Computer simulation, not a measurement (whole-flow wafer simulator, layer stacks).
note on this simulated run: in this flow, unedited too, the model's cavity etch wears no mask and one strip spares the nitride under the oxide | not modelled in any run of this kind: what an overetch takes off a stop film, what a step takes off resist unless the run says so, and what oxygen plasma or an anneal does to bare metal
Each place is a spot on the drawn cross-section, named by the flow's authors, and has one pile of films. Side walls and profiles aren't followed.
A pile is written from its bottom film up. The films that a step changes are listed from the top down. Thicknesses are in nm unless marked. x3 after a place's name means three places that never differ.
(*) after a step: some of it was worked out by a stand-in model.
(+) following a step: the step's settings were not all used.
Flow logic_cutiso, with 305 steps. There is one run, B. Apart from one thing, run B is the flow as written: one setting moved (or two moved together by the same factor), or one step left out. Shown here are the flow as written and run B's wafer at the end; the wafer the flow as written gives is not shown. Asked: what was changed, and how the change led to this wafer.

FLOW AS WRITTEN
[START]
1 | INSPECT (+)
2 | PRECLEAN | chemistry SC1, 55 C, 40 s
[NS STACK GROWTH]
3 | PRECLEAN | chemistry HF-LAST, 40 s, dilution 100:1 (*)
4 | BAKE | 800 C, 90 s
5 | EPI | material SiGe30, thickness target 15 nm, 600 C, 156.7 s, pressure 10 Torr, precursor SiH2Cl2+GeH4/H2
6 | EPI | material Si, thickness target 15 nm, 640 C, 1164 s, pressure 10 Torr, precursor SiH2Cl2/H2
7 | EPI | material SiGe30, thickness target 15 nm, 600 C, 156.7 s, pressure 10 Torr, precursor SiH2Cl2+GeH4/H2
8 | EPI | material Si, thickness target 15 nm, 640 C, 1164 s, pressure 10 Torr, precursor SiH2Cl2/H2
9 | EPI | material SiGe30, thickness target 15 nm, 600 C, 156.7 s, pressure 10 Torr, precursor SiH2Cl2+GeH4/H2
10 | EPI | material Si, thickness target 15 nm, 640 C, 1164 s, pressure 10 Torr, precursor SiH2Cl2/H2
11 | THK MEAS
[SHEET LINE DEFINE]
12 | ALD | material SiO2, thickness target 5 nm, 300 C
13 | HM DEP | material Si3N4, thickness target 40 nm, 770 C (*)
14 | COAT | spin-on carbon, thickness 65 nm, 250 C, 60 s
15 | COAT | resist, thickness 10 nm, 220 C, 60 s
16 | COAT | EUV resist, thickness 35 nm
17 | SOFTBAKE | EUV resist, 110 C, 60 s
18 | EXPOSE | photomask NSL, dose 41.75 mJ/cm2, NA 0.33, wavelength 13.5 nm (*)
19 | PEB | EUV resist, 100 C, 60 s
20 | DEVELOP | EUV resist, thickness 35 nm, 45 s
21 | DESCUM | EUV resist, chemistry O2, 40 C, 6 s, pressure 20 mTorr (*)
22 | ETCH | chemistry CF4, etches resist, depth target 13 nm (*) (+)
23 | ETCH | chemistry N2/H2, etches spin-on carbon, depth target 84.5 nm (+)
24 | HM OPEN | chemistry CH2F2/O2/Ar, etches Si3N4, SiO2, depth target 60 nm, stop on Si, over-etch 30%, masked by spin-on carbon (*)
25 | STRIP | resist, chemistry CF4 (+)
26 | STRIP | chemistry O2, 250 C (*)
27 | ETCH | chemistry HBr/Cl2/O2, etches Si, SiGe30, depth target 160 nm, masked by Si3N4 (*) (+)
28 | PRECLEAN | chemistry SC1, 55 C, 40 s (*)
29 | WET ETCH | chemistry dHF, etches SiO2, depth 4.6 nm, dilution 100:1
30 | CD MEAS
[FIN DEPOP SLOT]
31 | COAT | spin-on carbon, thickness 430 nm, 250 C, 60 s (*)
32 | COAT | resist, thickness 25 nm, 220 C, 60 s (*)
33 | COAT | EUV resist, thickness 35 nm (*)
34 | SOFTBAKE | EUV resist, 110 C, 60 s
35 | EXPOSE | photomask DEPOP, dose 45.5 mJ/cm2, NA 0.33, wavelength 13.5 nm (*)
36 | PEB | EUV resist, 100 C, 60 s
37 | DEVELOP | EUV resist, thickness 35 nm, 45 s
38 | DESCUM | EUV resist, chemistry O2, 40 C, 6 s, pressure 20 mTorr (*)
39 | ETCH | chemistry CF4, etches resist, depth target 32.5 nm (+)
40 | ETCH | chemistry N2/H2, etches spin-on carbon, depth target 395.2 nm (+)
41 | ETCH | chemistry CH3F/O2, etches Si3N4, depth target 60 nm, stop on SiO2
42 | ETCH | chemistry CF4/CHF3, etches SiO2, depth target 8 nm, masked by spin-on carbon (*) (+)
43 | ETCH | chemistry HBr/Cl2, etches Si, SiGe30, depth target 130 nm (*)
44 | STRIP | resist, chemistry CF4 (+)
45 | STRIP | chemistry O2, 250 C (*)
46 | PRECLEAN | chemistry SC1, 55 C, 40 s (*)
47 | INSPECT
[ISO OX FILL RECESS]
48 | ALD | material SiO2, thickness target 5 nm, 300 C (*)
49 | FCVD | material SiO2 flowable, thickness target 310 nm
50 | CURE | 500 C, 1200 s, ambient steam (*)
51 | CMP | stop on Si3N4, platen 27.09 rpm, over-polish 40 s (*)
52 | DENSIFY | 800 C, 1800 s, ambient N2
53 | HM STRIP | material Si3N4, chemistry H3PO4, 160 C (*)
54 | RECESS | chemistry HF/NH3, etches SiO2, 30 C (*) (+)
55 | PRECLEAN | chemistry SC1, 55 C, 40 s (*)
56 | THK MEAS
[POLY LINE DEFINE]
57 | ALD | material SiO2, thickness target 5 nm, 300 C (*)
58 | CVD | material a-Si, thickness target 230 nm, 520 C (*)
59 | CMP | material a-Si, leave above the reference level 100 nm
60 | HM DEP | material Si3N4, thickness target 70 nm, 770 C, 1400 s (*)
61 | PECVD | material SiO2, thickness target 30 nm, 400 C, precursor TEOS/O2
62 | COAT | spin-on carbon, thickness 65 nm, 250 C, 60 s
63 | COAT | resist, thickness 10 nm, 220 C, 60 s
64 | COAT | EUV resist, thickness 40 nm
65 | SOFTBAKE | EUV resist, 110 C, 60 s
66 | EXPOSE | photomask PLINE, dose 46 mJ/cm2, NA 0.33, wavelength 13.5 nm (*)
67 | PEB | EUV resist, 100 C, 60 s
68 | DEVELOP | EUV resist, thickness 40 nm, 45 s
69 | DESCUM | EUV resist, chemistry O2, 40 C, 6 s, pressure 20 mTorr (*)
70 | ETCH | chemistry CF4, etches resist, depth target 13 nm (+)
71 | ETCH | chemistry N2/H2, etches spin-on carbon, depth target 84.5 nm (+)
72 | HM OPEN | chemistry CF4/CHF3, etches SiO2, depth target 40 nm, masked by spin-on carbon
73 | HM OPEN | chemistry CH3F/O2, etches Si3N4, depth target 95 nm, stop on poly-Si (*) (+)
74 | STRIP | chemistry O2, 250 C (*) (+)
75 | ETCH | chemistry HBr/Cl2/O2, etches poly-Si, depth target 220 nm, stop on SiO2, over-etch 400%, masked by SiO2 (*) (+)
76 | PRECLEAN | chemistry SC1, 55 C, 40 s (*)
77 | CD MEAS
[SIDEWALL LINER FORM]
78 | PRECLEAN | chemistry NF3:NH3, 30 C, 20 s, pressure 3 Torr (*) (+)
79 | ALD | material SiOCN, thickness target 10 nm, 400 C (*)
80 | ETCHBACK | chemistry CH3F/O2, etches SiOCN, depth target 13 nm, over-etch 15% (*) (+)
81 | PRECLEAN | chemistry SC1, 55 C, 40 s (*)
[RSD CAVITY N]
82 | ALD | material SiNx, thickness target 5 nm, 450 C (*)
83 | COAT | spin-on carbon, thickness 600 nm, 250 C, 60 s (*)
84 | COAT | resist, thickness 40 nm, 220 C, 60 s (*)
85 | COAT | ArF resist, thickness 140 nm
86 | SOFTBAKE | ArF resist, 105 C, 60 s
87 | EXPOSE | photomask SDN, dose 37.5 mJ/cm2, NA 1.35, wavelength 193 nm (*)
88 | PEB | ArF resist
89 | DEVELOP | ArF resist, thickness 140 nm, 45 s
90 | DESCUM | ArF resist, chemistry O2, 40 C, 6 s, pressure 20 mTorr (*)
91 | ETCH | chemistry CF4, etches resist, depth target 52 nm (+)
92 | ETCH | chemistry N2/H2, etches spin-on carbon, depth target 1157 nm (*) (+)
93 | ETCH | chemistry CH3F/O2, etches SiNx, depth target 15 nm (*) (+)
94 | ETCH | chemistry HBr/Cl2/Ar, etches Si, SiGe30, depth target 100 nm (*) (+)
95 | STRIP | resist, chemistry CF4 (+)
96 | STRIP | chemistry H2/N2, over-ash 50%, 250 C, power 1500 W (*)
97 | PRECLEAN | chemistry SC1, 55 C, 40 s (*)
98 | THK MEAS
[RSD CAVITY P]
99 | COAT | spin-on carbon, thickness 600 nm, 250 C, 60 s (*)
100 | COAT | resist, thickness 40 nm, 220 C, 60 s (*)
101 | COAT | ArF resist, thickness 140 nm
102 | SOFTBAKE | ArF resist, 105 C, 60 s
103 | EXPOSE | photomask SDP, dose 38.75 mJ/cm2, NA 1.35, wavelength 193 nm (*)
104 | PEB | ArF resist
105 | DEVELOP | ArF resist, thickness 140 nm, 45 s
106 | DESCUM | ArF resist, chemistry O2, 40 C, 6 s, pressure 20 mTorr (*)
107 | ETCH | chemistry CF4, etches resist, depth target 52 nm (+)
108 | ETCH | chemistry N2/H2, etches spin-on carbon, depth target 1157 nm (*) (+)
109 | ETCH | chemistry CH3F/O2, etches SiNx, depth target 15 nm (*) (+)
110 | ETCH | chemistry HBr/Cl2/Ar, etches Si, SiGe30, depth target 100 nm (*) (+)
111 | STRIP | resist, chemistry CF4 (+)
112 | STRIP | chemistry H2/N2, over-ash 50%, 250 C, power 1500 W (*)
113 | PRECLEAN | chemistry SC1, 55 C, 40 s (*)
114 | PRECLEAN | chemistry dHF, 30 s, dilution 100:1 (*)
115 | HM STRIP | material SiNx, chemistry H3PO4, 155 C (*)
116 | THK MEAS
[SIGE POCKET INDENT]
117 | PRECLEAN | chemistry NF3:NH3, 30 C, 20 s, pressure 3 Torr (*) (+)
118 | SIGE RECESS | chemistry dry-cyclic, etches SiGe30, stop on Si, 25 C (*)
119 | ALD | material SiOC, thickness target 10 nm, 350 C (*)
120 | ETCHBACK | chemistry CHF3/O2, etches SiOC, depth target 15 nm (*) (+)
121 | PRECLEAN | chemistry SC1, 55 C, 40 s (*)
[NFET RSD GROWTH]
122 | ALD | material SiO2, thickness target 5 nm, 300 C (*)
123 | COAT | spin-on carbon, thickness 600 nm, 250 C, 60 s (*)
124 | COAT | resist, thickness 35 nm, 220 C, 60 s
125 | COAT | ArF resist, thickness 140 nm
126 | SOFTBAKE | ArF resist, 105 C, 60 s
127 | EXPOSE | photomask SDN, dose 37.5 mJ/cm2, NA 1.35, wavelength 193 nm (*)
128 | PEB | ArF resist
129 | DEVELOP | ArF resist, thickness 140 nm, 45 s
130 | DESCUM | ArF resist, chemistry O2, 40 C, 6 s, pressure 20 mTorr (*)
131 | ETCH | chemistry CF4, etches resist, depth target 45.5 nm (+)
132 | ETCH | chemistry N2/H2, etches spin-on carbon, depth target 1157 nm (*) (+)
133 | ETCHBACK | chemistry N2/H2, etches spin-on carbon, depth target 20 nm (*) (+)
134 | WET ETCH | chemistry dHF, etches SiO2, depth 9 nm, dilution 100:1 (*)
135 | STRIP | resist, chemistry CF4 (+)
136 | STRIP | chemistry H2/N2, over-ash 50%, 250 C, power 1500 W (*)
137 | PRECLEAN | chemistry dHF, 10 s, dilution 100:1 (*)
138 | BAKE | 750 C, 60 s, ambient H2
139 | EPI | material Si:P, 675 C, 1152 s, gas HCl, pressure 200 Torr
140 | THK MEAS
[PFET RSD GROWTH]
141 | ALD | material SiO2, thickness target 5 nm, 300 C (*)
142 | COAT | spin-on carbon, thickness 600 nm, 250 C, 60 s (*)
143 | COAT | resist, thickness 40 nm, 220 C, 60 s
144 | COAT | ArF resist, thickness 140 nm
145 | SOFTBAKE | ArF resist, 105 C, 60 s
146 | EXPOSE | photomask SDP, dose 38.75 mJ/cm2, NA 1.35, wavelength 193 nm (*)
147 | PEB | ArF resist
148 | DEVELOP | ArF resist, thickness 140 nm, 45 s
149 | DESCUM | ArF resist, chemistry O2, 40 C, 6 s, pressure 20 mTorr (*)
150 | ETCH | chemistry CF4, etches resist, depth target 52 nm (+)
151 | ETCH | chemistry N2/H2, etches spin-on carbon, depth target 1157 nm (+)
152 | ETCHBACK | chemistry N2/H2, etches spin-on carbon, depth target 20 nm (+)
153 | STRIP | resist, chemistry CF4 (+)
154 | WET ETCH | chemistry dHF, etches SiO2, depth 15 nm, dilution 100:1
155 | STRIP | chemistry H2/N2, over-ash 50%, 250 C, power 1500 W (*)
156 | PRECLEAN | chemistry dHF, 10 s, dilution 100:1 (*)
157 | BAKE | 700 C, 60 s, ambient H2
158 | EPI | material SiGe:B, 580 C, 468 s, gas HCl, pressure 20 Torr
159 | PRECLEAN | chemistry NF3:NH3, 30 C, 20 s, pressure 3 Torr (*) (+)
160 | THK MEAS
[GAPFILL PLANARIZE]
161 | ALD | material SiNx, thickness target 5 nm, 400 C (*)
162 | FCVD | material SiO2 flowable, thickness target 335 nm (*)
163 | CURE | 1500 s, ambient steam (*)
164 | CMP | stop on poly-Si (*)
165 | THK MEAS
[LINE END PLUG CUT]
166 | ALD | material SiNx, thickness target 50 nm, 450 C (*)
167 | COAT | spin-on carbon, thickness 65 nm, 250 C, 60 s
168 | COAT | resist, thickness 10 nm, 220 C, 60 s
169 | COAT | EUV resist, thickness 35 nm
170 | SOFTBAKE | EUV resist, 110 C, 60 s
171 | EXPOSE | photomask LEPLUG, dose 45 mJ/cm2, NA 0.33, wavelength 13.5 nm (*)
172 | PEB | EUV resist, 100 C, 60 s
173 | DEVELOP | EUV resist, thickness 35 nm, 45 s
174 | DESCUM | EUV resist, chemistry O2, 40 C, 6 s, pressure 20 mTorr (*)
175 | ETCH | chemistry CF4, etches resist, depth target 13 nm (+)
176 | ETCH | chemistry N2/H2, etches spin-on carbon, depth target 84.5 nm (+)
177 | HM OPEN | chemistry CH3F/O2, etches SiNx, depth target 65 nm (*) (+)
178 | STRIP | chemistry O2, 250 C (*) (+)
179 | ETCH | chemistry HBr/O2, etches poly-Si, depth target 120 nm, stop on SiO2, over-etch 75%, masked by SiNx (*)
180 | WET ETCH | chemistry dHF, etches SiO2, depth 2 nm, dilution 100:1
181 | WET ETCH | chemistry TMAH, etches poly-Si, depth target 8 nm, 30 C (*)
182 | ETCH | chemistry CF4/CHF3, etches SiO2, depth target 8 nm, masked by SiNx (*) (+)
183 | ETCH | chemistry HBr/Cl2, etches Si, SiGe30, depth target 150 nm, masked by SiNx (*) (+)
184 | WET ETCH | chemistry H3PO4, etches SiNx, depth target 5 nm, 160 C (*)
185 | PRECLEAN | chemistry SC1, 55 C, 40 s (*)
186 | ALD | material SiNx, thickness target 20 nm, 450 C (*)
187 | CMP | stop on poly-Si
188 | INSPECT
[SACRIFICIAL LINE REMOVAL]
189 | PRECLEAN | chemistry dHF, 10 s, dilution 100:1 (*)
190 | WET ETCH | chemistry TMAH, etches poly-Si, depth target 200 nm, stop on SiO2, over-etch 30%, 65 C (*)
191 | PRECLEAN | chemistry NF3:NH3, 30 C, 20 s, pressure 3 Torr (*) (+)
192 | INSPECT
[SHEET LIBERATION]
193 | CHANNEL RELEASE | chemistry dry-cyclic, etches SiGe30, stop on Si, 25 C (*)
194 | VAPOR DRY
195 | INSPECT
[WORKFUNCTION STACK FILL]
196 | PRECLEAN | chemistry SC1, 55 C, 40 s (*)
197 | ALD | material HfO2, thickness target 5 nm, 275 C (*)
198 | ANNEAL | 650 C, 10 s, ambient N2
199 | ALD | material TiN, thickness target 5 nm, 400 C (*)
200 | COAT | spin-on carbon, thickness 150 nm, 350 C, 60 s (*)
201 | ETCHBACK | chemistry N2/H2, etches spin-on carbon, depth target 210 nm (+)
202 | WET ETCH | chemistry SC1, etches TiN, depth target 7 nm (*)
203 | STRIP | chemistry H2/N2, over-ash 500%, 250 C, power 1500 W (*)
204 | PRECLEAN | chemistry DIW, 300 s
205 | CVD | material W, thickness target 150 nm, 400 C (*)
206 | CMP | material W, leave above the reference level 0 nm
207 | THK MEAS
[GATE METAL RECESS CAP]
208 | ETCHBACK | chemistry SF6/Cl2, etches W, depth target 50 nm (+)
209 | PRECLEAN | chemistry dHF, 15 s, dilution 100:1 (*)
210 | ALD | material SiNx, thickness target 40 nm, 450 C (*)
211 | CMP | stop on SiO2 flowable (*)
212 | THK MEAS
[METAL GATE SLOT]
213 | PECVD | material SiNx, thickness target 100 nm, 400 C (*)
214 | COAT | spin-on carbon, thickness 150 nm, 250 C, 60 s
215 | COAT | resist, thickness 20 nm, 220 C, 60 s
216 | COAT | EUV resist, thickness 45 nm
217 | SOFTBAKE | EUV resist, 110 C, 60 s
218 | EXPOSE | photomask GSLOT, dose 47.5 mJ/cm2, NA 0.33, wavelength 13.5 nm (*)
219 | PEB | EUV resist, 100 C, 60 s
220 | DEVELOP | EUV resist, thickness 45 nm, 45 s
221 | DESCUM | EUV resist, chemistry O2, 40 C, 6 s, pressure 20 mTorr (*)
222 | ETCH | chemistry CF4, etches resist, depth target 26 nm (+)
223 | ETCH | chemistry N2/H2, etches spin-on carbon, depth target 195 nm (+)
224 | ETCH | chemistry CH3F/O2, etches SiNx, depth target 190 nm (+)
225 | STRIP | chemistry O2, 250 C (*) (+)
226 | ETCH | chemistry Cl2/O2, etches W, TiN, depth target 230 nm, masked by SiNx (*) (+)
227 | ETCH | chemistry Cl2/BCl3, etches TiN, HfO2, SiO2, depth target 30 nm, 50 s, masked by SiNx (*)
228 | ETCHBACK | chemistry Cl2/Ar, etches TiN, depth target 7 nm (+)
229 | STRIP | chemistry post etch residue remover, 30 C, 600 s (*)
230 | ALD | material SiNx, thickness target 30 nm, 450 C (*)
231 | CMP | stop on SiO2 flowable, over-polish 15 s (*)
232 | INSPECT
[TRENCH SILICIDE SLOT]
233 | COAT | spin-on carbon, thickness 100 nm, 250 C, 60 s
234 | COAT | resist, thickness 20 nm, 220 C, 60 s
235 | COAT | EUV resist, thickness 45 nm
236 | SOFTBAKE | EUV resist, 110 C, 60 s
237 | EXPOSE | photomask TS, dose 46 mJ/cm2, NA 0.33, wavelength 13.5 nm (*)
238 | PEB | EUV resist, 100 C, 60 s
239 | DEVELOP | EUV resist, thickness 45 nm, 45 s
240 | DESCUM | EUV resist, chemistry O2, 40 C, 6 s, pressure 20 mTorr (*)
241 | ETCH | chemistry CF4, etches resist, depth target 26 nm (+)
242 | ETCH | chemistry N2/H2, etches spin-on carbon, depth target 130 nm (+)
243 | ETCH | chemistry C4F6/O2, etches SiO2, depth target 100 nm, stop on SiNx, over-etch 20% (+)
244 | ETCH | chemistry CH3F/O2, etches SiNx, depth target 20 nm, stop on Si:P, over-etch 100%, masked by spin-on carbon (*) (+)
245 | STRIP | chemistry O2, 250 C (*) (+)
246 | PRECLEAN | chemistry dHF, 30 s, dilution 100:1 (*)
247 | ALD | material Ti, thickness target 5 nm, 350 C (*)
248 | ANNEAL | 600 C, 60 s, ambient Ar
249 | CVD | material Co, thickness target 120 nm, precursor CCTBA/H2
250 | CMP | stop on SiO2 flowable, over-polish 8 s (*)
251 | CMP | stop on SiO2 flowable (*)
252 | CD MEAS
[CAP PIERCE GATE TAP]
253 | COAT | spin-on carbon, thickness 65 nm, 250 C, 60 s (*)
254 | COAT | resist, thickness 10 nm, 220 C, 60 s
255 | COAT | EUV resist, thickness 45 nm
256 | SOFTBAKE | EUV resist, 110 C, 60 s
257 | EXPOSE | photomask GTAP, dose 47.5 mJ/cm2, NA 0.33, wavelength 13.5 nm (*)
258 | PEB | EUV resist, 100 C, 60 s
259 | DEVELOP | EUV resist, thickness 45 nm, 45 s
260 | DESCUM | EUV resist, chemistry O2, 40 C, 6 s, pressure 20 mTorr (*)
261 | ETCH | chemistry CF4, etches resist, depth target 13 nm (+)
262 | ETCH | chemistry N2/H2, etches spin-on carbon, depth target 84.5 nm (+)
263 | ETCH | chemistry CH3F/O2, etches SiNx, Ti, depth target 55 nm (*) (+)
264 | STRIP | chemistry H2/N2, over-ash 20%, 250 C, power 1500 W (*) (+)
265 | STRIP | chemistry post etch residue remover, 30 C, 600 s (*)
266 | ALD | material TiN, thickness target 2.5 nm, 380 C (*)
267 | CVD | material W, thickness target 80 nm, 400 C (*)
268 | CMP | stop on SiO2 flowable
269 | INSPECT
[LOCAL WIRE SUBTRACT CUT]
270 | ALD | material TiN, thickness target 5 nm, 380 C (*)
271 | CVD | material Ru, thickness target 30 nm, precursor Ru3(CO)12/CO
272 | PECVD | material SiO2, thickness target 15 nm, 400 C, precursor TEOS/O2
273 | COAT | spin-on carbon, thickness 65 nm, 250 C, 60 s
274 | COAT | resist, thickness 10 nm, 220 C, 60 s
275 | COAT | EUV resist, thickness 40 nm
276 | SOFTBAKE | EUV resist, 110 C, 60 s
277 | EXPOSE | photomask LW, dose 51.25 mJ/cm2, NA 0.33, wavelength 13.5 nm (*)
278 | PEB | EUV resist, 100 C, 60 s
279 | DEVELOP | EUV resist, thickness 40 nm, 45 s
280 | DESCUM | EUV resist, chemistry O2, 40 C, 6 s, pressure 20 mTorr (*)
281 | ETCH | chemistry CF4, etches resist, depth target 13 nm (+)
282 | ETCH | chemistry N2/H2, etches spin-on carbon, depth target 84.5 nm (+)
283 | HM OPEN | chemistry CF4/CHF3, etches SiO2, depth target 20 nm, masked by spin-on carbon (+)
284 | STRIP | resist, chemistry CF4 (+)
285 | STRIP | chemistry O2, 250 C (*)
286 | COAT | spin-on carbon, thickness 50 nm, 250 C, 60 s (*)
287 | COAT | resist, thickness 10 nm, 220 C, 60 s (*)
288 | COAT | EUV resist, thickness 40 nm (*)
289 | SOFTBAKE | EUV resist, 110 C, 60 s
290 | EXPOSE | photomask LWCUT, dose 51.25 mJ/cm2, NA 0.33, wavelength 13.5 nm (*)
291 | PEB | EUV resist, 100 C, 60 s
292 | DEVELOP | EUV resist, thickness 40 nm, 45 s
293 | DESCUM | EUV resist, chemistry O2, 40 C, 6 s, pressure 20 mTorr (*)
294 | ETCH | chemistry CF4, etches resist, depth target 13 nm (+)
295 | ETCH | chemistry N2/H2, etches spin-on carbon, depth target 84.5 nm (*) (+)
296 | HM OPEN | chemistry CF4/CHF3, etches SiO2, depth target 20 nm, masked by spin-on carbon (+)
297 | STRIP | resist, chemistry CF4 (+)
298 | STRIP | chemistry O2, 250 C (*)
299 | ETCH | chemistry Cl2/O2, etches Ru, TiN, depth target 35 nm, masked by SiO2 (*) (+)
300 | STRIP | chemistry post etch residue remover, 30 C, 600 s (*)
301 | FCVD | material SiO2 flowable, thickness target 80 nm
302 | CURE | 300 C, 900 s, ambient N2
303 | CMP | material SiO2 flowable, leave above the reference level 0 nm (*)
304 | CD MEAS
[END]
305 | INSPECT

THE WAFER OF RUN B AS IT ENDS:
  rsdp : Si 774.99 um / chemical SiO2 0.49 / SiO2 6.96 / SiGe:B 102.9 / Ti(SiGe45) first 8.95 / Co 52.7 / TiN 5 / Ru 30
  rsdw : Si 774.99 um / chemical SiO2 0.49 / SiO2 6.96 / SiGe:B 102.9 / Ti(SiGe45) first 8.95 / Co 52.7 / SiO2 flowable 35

The reason: step 151, ETCH: depth target 520.6 nm was run, while the flow as written has depth target 1157 nm.

The path from the change to this, step by step:
  151 | ETCH | chemistry N2/H2, etches spin-on carbon, depth target 1157 nm (+)
      rsdp, rsdw: -520.6 spin-on carbon (in the flow as written it would be: -800.8 spin-on carbon (all of it))
      glp: -520.6 spin-on carbon (in the flow as written it would be: -524.5 spin-on carbon (all of it), -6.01 SiO2)
      (also at 19 further places)
  152 | ETCHBACK | chemistry N2/H2, etches spin-on carbon, depth target 20 nm (+)
      rsdp, rsdw: -20 spin-on carbon (in the flow as written it would be: -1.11 SiO2)
      glp: -3.89 spin-on carbon (all of it), -0.9 SiO2 (in the flow as written it would be: -1.11 SiO2)
      (also at 1 further place)
  153 | STRIP | resist, chemistry CF4 (+)
      rsdp: nothing (in the flow as written it would be: -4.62 SiO2)
      rsdw: nothing (in the flow as written it would be: -5.11 SiO2)
      (also at 20 further places)
  154 | WET ETCH | chemistry dHF, etches SiO2, depth 15 nm, dilution 100:1
      rsdp: nothing (in the flow as written it would be: -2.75 SiO2 (all of it), -0.49 chemical SiO2 (all of it))
      rsdw: nothing (in the flow as written it would be: -2.25 SiO2 (all of it), -0.49 chemical SiO2 (all of it))
  155 | STRIP | chemistry H2/N2, over-ash 50%, 250 C, power 1500 W (*)
      rsdp, rsdw: -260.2 spin-on carbon (all of it) (in the flow as written it would be: nothing)
  156 | PRECLEAN | chemistry dHF, 10 s, dilution 100:1 (*)
      rsdp, rsdw: -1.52 SiO2 (in the flow as written it would be: nothing)
  158 | EPI | material SiGe:B, 580 C, 468 s, gas HCl, pressure 20 Torr
      rsdp, rsdw: +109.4 SiGe:B (new film) (in the flow as written it would be: +116.8 SiGe:B (new film))
